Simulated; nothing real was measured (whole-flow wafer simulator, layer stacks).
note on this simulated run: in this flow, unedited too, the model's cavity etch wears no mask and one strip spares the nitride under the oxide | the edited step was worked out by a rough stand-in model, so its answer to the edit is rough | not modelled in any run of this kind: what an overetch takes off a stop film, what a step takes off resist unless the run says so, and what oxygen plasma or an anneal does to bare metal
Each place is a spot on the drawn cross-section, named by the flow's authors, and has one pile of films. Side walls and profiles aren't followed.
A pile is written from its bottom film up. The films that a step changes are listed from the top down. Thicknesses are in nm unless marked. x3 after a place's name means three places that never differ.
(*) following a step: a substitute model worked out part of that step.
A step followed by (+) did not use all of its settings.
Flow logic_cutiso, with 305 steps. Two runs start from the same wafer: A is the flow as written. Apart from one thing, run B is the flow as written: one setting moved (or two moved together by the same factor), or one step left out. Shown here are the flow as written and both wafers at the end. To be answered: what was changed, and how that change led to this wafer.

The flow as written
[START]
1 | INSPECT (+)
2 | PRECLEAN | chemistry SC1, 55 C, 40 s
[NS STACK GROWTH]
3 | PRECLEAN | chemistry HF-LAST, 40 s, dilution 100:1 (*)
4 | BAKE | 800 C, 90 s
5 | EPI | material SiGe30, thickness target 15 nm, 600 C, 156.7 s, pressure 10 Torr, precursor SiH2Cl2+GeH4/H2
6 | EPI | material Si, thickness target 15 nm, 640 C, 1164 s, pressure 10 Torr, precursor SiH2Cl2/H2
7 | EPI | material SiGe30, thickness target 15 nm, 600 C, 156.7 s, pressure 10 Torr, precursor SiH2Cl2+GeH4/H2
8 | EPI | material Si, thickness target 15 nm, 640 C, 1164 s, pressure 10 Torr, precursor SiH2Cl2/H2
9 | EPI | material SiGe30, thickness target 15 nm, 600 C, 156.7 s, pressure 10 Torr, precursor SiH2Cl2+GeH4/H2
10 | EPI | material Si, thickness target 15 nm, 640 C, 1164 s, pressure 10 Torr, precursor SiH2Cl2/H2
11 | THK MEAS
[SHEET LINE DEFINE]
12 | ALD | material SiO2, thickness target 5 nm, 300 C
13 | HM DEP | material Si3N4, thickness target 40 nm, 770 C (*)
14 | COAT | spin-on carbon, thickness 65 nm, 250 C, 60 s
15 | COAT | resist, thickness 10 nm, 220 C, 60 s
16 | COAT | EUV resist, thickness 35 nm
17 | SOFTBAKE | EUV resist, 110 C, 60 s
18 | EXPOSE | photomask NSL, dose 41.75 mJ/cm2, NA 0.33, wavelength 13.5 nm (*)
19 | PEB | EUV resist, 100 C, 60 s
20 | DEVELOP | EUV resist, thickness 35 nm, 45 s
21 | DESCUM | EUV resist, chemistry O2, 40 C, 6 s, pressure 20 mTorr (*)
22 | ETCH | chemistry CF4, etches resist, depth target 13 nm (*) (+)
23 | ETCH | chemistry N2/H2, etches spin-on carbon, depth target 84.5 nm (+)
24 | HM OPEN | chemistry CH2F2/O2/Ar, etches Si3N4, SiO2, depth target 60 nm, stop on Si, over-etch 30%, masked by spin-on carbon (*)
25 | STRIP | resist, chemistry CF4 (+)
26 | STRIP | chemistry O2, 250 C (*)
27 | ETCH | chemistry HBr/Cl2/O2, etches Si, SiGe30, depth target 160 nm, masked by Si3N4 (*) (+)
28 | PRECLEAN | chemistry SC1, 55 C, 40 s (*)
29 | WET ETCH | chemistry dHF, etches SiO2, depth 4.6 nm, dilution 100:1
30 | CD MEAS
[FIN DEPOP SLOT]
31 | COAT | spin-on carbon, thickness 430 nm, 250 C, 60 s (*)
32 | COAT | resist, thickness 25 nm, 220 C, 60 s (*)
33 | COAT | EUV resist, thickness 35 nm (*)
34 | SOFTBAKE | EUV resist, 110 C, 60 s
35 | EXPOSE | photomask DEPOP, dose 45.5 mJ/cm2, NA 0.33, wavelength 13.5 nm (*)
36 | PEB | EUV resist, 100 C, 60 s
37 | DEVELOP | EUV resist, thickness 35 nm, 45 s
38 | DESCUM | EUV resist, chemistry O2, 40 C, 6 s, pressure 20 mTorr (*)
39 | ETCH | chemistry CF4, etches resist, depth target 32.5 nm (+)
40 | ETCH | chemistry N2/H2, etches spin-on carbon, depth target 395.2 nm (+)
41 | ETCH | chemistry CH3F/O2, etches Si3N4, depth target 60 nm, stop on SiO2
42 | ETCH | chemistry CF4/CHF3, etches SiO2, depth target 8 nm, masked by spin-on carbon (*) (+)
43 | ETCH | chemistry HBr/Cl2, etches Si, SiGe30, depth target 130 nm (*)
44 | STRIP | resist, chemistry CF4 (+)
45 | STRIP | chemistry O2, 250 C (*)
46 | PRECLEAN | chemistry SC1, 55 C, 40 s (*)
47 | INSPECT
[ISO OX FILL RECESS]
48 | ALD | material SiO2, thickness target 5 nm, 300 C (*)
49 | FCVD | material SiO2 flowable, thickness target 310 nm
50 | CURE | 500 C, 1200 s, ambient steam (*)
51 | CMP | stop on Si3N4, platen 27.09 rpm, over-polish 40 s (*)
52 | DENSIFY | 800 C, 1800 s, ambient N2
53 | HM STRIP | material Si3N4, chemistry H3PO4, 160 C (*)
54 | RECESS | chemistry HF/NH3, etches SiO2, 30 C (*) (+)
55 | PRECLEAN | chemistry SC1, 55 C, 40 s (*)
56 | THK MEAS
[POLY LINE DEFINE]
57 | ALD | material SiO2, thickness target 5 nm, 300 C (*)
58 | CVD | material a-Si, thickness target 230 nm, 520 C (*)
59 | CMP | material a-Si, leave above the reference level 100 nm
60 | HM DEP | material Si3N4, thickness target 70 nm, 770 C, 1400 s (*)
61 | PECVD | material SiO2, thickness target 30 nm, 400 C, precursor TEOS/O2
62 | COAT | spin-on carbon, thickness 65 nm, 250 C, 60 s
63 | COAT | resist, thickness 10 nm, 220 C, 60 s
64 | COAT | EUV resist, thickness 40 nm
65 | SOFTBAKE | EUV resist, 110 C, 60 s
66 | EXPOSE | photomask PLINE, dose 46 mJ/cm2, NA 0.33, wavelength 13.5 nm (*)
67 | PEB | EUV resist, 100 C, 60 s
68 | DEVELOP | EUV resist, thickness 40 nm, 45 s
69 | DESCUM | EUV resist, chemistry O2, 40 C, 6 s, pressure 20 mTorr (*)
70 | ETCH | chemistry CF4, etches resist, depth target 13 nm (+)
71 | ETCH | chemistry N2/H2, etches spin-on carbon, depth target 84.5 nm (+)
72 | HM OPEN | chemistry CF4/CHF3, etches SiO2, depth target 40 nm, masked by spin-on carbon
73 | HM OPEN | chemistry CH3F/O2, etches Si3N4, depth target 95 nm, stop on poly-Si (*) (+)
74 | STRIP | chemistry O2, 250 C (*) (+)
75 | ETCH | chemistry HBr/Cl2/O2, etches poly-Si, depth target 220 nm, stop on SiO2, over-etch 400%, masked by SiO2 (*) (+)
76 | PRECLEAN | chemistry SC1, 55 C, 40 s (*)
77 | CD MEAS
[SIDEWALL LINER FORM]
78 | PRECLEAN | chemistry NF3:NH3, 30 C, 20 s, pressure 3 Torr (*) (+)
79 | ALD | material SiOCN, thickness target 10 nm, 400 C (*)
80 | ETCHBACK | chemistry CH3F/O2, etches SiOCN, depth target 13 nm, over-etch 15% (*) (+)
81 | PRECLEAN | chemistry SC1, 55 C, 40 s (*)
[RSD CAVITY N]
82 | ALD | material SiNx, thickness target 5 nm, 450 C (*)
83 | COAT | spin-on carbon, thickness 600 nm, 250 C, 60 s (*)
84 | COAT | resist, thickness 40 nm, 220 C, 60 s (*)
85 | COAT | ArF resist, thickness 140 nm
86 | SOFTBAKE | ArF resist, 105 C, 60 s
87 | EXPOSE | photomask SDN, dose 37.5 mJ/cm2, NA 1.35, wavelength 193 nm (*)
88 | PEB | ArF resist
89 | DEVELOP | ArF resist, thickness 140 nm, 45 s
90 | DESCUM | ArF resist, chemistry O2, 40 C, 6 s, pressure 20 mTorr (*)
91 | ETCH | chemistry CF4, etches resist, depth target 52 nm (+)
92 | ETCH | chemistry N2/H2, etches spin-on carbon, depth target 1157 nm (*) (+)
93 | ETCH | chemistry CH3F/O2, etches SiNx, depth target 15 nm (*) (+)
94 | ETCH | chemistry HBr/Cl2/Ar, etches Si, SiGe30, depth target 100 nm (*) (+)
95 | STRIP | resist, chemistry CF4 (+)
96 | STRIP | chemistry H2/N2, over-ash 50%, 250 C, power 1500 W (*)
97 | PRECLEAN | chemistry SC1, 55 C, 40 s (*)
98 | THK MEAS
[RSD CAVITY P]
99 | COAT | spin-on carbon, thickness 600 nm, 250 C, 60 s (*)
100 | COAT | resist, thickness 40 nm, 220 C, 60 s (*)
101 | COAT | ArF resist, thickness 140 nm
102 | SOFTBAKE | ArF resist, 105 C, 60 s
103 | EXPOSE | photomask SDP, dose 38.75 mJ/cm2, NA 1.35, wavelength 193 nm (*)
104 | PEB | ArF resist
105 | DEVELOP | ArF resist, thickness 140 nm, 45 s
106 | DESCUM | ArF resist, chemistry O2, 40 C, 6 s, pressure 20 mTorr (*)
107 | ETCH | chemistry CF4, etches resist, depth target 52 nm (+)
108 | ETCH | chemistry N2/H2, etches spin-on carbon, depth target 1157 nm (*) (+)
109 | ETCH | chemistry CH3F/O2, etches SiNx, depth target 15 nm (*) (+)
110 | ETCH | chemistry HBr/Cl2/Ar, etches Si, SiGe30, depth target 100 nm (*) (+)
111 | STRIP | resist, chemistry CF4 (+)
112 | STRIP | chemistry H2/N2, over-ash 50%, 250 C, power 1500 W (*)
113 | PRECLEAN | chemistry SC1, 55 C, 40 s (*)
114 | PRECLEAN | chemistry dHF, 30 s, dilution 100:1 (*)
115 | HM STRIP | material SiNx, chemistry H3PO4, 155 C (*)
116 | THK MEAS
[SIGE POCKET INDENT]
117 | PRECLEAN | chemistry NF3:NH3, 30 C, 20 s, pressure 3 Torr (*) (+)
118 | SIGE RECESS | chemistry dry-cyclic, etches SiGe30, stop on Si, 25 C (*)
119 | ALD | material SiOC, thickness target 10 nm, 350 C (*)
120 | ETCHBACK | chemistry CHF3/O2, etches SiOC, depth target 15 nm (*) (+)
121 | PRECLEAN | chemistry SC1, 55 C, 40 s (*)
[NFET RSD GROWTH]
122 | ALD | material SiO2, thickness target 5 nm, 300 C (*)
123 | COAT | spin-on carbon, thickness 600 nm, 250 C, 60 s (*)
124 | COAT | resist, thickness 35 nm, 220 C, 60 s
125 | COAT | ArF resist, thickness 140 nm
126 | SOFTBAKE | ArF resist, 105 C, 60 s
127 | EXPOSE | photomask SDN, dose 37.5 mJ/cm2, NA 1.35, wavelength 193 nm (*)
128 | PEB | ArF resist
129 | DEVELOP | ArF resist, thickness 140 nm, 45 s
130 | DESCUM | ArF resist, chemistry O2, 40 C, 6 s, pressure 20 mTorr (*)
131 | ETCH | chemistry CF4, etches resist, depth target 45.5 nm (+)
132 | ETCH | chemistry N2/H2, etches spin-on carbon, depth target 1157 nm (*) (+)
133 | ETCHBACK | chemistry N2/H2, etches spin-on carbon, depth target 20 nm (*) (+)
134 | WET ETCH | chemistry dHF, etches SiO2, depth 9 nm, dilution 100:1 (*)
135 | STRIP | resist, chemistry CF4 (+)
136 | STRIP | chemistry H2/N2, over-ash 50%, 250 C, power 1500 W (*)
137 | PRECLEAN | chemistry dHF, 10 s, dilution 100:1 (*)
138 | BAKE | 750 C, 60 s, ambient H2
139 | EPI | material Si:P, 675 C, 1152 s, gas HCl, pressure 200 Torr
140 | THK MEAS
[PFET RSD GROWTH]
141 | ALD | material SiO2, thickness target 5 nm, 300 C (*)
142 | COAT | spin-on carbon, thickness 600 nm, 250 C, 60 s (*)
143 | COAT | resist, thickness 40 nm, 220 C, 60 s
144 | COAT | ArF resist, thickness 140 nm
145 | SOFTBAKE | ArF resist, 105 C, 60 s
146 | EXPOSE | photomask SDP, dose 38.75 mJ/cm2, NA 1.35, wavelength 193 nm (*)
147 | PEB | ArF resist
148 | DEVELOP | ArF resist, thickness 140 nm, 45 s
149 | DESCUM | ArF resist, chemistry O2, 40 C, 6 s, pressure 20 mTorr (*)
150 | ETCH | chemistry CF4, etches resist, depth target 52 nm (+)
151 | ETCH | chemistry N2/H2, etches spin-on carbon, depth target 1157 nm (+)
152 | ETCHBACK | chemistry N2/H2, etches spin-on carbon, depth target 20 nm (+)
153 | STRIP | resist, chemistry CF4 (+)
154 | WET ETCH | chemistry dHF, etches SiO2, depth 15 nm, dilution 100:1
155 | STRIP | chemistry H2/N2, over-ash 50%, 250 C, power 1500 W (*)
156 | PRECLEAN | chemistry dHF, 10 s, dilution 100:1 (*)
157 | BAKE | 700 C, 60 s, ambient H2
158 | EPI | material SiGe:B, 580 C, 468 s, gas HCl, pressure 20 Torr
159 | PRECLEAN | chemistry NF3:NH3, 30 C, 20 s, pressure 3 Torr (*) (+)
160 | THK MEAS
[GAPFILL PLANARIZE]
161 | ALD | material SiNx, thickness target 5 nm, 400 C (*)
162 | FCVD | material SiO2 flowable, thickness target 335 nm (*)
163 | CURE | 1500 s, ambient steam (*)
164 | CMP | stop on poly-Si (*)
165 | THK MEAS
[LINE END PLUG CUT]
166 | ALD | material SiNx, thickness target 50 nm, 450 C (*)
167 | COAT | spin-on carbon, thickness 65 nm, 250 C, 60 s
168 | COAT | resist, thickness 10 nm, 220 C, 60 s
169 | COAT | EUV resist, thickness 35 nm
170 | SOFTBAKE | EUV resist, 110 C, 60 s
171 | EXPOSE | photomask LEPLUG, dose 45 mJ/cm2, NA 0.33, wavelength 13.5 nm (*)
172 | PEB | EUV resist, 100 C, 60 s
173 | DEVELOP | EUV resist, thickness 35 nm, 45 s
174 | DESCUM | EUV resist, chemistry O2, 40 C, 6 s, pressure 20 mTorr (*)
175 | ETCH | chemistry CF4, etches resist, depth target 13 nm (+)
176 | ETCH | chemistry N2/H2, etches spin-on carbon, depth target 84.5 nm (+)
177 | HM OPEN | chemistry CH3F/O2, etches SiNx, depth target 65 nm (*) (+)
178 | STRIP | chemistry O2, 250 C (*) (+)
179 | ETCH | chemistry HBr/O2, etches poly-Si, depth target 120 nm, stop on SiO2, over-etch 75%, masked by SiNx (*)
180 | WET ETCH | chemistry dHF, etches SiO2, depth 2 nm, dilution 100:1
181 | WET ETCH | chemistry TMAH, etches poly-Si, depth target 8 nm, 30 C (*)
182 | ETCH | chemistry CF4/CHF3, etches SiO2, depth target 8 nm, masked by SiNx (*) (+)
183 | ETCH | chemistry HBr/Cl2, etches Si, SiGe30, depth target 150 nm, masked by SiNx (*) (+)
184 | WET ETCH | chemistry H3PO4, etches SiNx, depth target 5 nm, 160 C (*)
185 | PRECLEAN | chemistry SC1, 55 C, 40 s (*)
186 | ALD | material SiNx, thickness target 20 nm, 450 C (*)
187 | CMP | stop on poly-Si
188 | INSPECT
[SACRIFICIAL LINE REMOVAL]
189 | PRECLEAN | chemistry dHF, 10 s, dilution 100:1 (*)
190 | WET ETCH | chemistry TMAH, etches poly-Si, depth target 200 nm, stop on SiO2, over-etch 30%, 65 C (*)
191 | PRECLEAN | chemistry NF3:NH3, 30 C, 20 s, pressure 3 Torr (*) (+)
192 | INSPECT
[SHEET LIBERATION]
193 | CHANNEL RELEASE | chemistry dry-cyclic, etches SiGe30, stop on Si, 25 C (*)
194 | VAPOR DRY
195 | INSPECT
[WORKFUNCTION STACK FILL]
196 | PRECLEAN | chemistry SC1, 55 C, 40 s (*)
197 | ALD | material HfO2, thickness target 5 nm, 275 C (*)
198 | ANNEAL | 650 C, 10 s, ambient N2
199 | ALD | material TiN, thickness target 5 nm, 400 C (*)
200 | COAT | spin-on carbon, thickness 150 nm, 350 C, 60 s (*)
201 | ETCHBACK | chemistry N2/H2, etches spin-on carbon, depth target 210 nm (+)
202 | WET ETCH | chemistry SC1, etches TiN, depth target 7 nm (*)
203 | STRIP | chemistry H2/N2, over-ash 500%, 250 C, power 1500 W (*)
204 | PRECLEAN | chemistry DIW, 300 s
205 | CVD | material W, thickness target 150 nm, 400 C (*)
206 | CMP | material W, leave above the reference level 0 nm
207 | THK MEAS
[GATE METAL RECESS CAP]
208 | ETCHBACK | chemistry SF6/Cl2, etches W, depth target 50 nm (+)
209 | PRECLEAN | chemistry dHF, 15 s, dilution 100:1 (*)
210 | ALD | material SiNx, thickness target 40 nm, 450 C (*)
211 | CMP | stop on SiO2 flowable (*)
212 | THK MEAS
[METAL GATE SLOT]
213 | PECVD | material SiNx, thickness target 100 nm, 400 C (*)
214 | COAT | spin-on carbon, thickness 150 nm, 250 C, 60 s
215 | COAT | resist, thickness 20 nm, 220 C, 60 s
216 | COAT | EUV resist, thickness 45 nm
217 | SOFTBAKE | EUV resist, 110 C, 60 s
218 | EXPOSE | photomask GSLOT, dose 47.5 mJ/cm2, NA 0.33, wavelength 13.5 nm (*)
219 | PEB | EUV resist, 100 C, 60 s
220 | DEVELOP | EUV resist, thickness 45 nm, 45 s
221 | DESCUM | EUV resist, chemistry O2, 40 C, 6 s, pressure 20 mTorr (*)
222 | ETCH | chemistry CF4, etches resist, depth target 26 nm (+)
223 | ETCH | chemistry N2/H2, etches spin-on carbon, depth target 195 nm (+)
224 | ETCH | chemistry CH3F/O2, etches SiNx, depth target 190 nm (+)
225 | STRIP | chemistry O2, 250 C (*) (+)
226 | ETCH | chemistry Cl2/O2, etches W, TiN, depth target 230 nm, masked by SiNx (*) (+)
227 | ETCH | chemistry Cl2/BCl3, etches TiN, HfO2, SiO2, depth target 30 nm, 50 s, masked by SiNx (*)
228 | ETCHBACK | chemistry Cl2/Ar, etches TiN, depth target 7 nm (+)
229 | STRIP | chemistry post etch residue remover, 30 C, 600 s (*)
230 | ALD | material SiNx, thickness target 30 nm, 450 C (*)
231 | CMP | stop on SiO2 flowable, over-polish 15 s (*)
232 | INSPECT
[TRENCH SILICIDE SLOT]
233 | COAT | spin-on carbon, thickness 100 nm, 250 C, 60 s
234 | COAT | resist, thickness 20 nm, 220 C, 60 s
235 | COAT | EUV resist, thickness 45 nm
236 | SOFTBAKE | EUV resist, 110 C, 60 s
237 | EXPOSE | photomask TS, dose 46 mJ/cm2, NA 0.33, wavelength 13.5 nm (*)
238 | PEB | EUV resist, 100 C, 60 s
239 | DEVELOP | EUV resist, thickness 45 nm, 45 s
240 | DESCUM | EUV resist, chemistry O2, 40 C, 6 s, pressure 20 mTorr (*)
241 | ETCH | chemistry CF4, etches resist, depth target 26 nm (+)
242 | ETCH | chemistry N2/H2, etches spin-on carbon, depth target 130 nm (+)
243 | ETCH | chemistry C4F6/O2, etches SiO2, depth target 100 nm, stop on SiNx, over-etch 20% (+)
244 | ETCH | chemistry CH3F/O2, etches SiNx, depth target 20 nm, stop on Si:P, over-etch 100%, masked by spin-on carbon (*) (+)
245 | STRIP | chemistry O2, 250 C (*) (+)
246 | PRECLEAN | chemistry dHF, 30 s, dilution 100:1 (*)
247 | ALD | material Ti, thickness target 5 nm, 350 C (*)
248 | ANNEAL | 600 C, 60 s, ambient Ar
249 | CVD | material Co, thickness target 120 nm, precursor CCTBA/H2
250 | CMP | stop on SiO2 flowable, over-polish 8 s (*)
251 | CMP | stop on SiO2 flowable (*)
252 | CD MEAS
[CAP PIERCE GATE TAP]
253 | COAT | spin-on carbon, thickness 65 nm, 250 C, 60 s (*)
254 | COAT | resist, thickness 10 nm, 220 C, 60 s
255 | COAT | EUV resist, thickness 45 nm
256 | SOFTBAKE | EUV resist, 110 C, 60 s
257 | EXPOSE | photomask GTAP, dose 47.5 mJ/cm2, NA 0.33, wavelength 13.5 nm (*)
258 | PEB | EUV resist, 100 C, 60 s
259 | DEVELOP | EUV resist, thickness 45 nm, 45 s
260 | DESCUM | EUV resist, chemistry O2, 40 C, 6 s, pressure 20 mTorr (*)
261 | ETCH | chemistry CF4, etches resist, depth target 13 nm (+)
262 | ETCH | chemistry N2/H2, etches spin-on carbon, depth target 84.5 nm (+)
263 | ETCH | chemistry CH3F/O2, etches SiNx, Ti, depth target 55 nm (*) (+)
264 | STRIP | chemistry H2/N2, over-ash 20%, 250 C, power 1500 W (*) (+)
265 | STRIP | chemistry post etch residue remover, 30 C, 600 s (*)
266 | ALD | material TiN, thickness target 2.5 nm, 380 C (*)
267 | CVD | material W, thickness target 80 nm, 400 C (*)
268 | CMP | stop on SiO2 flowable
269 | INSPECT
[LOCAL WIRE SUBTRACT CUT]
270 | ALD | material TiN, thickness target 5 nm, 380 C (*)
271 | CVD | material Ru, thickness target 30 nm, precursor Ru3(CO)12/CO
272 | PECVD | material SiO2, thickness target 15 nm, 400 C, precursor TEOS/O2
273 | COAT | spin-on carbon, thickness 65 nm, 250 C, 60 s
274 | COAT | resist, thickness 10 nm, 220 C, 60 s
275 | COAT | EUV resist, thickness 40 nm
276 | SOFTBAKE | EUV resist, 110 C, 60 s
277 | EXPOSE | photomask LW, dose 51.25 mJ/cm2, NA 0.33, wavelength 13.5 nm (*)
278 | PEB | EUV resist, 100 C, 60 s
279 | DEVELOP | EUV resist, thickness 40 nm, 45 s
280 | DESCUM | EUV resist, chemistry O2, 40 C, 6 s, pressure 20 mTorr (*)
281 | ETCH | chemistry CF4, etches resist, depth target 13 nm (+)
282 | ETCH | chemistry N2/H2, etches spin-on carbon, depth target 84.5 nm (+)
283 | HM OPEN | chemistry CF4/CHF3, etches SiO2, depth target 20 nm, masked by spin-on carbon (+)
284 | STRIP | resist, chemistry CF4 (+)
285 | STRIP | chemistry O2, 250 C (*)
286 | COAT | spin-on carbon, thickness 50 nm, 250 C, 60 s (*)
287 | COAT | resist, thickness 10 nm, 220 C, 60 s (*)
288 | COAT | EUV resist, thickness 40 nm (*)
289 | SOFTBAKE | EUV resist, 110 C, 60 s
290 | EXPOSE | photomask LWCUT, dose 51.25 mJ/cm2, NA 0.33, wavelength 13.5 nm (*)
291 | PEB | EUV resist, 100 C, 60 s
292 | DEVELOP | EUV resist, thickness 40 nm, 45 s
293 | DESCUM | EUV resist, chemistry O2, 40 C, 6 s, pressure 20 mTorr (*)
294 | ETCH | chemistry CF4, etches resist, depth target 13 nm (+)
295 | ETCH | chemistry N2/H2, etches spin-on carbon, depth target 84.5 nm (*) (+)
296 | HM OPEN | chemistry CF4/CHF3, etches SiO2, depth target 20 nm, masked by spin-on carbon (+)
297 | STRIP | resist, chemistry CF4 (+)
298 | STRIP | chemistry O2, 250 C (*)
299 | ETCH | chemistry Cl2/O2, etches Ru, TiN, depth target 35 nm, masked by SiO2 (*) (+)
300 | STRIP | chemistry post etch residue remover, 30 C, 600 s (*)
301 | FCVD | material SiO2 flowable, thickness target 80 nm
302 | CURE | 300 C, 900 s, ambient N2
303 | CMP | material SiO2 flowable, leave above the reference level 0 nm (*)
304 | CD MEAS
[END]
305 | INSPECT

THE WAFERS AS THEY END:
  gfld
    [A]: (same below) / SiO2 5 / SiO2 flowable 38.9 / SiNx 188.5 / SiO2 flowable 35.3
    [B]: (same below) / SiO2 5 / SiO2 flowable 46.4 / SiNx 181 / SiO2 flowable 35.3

What caused this: step 227, ETCH: depth target 22.5 nm was run, while the flow as written has depth target 30 nm; step 227, ETCH: 37.5 s was run, where the flow has 50 s.

Step by step, how the change led to this:
  227 | ETCH | chemistry Cl2/BCl3, etches TiN, HfO2, SiO2, depth target 30 nm, 50 s, masked by SiNx (*)
      depop, dpovl, gl and 18 more: A SiNx loses 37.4 | B SiNx loses 28.1
      gfld: A HfO2 loses 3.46 (all of it), SiO2 flowable loses 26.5 | B HfO2 loses 3.46 (all of it), SiO2 flowable loses 19
  231 | CMP | stop on SiO2 flowable, over-polish 15 s (*)
      depop, dpovl, gfld and 10 more: A SiNx loses 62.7 | B SiNx loses 72.1
      lnr, lnri, lnrp, lnrt: A SiNx loses 61 (all of it), SiOCN loses 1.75 | B SiNx loses 70.3 (all of it), SiOCN loses 1.75
      (also at 5 further places)
